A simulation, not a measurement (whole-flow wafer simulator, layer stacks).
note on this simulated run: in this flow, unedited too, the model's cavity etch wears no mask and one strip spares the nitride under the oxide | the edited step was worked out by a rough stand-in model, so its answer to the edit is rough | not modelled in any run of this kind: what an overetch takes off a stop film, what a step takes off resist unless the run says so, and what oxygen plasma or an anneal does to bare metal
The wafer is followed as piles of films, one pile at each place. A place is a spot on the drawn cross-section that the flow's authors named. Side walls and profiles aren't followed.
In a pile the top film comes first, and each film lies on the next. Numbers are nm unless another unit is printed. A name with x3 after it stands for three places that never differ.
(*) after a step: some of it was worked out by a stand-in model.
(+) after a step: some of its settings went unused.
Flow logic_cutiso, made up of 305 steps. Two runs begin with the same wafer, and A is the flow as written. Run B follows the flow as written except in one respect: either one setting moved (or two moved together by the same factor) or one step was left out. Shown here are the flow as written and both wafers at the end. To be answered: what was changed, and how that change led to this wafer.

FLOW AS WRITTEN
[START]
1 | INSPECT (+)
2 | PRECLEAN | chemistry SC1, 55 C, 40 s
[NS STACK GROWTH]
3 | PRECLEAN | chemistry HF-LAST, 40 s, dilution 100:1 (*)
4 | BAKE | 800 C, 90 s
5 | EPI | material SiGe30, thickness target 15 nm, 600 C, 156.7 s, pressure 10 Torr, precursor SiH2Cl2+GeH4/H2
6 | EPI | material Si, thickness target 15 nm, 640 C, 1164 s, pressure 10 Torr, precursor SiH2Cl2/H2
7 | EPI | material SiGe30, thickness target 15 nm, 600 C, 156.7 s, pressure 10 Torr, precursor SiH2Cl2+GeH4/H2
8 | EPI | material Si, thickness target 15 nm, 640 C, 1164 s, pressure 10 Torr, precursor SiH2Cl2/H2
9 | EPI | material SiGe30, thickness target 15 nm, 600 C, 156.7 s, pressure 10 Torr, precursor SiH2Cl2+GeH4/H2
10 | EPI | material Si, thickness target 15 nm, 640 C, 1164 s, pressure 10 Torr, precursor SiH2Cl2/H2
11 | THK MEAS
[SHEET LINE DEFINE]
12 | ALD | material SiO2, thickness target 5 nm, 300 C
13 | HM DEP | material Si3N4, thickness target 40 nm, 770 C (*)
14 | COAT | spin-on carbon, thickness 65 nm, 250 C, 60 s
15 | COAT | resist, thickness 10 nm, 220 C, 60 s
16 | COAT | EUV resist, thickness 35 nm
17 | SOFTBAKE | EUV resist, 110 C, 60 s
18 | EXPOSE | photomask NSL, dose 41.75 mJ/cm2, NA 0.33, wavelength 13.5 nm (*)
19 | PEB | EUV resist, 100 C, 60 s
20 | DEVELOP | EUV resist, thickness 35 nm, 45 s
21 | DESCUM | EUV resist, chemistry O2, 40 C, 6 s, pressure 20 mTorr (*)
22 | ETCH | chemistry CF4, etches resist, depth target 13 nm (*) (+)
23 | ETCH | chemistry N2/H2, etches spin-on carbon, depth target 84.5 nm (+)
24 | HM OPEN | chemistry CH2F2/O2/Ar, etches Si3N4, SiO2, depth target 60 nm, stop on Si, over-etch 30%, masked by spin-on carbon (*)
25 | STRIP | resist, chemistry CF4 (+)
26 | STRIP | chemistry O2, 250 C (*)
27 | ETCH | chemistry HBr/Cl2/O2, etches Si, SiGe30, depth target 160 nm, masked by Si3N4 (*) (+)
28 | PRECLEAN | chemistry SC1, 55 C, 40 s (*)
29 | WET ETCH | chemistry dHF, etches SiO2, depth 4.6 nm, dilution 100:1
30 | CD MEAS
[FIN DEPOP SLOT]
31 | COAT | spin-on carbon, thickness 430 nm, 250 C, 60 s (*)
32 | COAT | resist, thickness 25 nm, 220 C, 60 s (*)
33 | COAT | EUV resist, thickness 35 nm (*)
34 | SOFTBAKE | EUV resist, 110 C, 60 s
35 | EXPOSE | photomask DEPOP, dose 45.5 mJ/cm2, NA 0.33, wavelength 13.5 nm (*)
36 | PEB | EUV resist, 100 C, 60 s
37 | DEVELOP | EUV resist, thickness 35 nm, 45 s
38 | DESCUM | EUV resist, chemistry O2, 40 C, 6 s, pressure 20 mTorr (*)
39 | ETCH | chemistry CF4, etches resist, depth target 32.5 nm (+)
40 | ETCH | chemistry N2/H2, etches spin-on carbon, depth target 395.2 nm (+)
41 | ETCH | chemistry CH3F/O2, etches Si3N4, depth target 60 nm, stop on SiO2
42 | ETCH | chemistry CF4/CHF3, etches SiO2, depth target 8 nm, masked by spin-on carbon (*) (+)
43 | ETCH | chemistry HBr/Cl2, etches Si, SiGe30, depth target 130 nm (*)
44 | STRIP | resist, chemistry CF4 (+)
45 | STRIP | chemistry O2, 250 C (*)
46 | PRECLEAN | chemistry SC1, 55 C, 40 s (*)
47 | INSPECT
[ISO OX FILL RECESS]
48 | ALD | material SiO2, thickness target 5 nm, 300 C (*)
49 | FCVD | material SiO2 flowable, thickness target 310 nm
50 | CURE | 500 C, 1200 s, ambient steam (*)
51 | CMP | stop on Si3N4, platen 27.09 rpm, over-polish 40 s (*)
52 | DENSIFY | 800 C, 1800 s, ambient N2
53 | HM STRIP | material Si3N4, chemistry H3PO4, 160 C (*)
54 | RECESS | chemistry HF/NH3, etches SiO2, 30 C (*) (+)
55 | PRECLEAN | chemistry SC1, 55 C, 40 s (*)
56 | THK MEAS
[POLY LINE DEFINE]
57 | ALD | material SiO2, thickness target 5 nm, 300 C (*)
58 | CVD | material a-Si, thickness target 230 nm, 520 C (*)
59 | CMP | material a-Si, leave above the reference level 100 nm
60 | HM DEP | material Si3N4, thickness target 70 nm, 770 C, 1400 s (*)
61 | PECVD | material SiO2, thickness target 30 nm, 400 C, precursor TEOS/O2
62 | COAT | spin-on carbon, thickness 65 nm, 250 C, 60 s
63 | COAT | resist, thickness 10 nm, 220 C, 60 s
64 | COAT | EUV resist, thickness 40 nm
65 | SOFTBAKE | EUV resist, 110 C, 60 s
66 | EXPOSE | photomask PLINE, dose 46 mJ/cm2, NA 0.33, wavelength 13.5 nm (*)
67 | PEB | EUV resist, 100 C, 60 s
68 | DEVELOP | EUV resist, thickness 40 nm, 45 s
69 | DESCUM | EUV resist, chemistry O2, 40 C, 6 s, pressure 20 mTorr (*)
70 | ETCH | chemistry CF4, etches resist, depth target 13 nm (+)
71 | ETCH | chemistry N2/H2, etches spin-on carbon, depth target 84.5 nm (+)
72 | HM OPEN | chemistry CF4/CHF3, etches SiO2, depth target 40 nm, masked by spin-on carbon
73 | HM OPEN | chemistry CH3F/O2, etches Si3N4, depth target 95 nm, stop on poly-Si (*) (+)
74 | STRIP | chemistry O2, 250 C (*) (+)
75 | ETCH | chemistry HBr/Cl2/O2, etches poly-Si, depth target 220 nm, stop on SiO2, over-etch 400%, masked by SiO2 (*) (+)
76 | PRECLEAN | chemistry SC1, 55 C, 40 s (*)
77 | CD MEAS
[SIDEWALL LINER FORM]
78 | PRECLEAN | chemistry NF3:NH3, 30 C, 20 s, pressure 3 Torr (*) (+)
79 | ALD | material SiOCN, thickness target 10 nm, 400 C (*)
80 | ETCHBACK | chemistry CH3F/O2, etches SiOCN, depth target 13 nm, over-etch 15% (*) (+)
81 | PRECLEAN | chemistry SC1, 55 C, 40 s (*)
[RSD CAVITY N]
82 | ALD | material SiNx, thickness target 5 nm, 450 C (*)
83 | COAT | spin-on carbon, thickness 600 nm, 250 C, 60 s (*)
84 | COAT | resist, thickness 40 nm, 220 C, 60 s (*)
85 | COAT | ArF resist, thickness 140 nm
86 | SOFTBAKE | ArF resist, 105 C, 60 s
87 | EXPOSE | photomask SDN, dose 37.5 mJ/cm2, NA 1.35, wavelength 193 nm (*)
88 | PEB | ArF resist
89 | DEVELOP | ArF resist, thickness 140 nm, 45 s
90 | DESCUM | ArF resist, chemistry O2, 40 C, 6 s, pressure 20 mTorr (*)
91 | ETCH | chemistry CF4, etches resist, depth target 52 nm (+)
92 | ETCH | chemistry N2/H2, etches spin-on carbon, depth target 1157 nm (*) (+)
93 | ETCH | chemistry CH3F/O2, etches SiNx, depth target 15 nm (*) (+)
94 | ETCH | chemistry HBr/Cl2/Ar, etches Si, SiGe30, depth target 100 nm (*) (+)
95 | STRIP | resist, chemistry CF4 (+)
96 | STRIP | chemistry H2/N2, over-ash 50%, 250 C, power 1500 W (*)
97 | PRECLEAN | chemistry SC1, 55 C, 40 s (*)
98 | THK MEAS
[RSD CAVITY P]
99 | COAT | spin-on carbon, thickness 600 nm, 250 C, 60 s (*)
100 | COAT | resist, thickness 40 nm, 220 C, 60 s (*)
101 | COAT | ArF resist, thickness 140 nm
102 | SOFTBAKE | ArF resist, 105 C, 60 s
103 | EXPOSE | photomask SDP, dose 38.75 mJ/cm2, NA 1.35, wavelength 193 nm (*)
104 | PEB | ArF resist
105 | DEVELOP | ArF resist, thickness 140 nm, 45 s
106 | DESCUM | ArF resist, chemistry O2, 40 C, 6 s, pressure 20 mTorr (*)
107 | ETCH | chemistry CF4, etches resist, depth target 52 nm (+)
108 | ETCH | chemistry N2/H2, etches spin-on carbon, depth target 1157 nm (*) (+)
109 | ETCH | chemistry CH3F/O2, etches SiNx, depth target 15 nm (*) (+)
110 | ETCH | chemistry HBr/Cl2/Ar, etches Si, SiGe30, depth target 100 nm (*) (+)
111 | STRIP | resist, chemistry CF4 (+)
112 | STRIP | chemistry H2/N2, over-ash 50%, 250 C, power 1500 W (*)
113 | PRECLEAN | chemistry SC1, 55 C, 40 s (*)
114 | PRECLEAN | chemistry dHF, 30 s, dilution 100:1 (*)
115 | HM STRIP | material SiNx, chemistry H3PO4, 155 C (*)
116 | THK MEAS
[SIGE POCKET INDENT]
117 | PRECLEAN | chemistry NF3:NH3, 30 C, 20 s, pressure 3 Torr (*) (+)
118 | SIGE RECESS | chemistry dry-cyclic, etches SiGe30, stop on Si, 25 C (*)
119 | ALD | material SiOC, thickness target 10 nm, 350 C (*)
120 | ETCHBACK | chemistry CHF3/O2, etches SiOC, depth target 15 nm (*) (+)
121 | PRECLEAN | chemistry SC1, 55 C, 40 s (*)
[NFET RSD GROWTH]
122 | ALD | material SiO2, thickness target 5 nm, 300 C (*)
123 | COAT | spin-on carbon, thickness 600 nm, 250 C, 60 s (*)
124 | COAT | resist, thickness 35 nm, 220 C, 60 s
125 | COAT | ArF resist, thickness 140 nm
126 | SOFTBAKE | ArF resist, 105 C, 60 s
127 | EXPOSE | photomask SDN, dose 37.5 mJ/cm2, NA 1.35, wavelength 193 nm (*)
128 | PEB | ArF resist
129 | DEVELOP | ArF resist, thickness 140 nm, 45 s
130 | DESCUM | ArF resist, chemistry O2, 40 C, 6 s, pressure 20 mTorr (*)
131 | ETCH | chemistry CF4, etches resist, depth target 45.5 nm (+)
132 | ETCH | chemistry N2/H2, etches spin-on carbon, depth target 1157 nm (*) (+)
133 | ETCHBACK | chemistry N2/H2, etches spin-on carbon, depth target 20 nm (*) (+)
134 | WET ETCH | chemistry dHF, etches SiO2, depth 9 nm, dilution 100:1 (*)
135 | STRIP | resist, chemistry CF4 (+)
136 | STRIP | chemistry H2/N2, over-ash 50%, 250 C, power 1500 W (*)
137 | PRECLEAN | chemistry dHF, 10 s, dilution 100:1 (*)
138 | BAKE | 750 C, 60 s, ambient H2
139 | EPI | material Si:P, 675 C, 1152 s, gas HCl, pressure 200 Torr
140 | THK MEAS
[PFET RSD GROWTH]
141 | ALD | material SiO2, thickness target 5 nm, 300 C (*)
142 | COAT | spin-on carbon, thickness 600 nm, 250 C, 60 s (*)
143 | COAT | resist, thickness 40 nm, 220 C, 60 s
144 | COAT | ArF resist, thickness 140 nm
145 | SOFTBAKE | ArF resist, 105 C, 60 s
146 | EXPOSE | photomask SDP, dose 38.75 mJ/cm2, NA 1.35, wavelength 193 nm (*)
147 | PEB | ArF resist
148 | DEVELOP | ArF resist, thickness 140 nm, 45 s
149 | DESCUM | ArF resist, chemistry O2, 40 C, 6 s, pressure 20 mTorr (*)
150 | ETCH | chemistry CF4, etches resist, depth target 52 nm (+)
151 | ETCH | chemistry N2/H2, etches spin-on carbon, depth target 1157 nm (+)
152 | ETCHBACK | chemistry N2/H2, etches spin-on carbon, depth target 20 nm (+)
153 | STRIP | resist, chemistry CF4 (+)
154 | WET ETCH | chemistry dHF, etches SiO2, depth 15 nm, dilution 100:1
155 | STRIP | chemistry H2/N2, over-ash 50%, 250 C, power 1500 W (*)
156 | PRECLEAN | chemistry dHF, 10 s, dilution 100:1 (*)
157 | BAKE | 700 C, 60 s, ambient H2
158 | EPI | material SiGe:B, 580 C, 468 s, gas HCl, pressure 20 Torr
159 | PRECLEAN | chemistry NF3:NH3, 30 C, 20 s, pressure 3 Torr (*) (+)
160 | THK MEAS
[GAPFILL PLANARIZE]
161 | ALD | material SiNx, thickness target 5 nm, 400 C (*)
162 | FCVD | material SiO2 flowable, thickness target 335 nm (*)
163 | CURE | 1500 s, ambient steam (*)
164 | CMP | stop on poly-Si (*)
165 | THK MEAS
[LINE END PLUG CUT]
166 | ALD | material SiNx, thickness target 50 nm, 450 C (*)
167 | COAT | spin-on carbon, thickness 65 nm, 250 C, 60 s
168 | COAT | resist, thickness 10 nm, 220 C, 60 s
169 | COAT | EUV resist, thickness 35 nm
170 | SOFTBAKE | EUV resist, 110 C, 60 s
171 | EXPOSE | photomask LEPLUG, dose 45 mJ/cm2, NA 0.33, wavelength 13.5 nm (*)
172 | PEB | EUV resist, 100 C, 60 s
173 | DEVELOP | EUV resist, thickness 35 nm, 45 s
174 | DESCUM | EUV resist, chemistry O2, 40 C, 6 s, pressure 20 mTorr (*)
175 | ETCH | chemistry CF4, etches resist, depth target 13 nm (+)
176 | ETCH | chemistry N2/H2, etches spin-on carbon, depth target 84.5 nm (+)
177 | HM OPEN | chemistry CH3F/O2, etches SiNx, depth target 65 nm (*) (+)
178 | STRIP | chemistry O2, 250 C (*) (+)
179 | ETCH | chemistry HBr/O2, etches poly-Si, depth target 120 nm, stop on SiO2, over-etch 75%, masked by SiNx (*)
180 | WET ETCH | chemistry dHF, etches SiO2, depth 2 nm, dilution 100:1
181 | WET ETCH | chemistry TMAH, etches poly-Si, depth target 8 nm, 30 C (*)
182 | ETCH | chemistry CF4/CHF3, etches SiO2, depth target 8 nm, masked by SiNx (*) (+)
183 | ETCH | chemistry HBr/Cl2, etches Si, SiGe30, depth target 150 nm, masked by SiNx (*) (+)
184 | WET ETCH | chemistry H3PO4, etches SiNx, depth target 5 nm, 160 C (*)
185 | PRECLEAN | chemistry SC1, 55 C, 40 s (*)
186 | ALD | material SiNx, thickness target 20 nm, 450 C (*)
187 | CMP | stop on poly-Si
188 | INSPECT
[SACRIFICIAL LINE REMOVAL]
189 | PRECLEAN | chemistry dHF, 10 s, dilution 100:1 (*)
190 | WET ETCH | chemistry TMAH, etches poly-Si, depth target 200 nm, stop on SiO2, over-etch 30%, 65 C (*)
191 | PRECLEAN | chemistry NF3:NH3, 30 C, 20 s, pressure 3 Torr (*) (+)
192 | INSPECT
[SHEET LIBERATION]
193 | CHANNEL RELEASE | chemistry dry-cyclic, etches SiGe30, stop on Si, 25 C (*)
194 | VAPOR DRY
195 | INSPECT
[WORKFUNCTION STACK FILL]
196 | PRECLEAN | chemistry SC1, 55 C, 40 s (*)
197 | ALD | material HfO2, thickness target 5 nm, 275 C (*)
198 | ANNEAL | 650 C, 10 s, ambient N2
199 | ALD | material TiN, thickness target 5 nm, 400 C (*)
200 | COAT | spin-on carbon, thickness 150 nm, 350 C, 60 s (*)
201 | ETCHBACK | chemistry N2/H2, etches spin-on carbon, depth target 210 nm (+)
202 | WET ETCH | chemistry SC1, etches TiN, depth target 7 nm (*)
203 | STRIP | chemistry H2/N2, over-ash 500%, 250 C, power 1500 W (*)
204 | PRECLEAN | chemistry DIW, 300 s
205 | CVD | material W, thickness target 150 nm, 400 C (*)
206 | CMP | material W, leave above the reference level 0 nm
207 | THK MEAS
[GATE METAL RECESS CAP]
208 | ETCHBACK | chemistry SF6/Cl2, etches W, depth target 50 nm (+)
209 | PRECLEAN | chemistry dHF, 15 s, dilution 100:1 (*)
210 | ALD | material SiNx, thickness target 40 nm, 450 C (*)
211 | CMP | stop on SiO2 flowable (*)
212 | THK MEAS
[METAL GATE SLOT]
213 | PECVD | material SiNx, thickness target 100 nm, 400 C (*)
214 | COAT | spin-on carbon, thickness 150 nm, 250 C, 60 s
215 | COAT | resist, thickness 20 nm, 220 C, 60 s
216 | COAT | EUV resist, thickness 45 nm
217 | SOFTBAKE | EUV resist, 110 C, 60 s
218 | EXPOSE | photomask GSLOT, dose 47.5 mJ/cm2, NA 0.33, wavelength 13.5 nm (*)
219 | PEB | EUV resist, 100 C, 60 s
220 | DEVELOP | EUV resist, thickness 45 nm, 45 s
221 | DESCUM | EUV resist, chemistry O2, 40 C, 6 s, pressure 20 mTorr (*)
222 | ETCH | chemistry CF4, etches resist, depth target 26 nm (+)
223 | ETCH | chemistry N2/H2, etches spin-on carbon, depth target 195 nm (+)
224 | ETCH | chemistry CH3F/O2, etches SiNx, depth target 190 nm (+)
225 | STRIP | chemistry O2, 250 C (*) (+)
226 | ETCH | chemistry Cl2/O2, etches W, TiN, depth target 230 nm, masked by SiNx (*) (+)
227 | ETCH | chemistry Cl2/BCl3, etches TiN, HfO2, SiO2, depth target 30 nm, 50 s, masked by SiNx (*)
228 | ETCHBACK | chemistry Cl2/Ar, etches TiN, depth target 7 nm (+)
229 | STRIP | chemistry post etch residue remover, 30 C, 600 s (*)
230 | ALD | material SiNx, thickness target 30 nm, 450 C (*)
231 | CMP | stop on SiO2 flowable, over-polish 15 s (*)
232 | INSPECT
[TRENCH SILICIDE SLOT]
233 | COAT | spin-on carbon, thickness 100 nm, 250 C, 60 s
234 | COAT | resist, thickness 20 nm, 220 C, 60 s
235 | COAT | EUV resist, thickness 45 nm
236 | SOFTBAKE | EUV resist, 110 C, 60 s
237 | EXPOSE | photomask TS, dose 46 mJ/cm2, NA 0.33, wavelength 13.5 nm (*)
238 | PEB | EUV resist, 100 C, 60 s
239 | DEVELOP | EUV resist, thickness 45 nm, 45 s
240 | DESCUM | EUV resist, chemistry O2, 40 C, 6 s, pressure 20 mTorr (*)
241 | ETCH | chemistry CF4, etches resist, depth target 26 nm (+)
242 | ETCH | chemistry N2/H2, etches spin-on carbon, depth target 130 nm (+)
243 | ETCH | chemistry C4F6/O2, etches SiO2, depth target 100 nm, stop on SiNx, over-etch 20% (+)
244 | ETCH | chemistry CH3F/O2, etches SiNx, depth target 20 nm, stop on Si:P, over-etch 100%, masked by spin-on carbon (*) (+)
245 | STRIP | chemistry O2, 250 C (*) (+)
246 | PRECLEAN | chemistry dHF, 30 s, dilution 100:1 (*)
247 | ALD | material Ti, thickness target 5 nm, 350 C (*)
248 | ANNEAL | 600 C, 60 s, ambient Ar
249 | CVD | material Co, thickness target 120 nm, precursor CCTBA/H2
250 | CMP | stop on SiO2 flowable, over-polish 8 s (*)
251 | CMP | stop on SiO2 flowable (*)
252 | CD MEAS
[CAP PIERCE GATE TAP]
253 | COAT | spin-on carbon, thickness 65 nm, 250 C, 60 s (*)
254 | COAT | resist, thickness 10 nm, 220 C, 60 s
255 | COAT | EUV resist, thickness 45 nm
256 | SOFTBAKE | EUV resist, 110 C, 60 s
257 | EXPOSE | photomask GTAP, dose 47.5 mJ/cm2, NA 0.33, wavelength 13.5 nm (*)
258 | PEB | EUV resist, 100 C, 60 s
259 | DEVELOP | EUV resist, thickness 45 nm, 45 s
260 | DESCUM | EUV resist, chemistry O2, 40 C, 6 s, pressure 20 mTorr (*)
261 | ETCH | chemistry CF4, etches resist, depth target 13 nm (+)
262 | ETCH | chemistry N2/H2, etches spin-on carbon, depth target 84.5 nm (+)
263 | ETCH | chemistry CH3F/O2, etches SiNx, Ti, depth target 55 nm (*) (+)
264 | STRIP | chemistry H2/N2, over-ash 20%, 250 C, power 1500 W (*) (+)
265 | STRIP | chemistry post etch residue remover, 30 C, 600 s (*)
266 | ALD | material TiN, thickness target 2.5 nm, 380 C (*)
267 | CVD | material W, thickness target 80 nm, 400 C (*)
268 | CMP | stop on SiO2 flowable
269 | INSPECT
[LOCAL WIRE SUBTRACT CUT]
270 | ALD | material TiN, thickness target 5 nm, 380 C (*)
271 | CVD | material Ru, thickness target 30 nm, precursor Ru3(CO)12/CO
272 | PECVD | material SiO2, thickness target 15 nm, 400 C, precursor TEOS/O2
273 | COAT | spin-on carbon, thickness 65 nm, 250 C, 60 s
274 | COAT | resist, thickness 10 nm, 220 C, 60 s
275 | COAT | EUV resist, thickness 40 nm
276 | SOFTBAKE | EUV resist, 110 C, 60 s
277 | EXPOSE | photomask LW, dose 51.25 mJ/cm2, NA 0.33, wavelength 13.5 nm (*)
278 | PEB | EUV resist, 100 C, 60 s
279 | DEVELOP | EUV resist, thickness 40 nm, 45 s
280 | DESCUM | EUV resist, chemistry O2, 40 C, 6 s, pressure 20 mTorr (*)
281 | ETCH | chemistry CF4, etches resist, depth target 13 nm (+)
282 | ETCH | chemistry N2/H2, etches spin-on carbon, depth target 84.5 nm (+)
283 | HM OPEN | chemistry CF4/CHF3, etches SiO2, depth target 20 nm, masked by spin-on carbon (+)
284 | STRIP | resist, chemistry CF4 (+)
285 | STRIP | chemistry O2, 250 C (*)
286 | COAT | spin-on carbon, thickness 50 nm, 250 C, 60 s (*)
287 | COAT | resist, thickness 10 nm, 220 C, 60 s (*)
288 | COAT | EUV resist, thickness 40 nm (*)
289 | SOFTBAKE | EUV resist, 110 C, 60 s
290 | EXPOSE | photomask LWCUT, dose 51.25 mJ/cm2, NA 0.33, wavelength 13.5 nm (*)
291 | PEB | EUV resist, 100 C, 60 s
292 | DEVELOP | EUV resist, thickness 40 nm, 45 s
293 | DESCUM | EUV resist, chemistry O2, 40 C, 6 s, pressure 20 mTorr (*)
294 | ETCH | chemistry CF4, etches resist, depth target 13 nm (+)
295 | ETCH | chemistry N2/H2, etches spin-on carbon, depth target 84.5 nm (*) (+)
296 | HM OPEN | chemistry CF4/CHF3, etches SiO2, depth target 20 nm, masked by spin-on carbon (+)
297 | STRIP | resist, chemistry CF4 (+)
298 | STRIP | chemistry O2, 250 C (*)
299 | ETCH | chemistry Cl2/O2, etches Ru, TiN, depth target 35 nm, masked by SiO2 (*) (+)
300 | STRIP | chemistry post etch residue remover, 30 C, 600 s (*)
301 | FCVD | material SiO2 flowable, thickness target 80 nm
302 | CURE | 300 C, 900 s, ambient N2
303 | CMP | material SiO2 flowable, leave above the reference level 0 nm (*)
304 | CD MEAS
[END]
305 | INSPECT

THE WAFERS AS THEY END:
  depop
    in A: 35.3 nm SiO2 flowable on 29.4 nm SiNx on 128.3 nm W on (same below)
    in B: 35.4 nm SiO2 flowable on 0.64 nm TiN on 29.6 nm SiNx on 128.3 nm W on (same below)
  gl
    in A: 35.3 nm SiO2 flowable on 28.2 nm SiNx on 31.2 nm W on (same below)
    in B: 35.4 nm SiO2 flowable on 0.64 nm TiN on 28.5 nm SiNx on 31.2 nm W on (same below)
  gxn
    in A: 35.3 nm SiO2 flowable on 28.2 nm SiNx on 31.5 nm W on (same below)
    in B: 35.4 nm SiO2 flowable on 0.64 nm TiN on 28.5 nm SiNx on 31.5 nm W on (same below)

The reason: step 270, ALD: thickness target 6 nm was run, while the flow as written has thickness target 5 nm.

Step by step, how the change led to this:
  270 | ALD | material TiN, thickness target 5 nm, 380 C (*)
      depop, dpovl, gfld and 19 more: A +5 TiN (new film) | B +6 TiN (new film)
  299 | ETCH | chemistry Cl2/O2, etches Ru, TiN, depth target 35 nm, masked by SiO2 (*) (+)
      depop, dpovl, gfld and 14 more: A -29.6 Ru (all of it), -5 TiN (all of it) | B -29.6 Ru (all of it), -5.36 TiN
      rsdw: A -29.6 Ru (all of it), -5 TiN (all of it) | B -29.6 Ru (all of it), -5.35 TiN
  301 | FCVD | material SiO2 flowable, thickness target 80 nm
      iso, rsdx: A +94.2 SiO2 flowable | B +94.3 SiO2 flowable (new film)
With metal films that touch counted as one body, depop has 2 bodies (between them, from the top down: SiNx 29.6); the flow as written gives 1 body.
With metal films that touch counted as one body, gl has 5 bodies (between them, from the top down: SiNx 28.5; HfO2 5 / chemical SiO2 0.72 / Si 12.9 / chemical SiO2 0.8 / HfO2 5; HfO2 5 / chemical SiO2 0.8 / Si 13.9 / chemical SiO2 0.8 / HfO2 5; HfO2 5 / chemical SiO2 0.8 / Si 13.9 / chemical SiO2 0.8 / HfO2 5); the flow as written gives 4 bodies (between them, from the top down: HfO2 5 / chemical SiO2 0.72 / Si 12.9 / chemical SiO2 0.8 / HfO2 5; HfO2 5 / chemical SiO2 0.8 / Si 13.9 / chemical SiO2 0.8 / HfO2 5; HfO2 5 / chemical SiO2 0.8 / Si 13.9 / chemical SiO2 0.8 / HfO2 5).
With metal films that touch counted as one body, gxn has 5 bodies (between them, from the top down: SiNx 28.5; HfO2 5 / chemical SiO2 0.72 / Si 12.9 / chemical SiO2 0.8 / HfO2 5; HfO2 5 / chemical SiO2 0.8 / Si 13.9 / chemical SiO2 0.8 / HfO2 5; HfO2 5 / chemical SiO2 0.8 / Si 13.9 / chemical SiO2 0.8 / HfO2 5); the flow as written gives 4 bodies (between them, from the top down: HfO2 5 / chemical SiO2 0.72 / Si 12.9 / chemical SiO2 0.8 / HfO2 5; HfO2 5 / chemical SiO2 0.8 / Si 13.9 / chemical SiO2 0.8 / HfO2 5; HfO2 5 / chemical SiO2 0.8 / Si 13.9 / chemical SiO2 0.8 / HfO2 5).
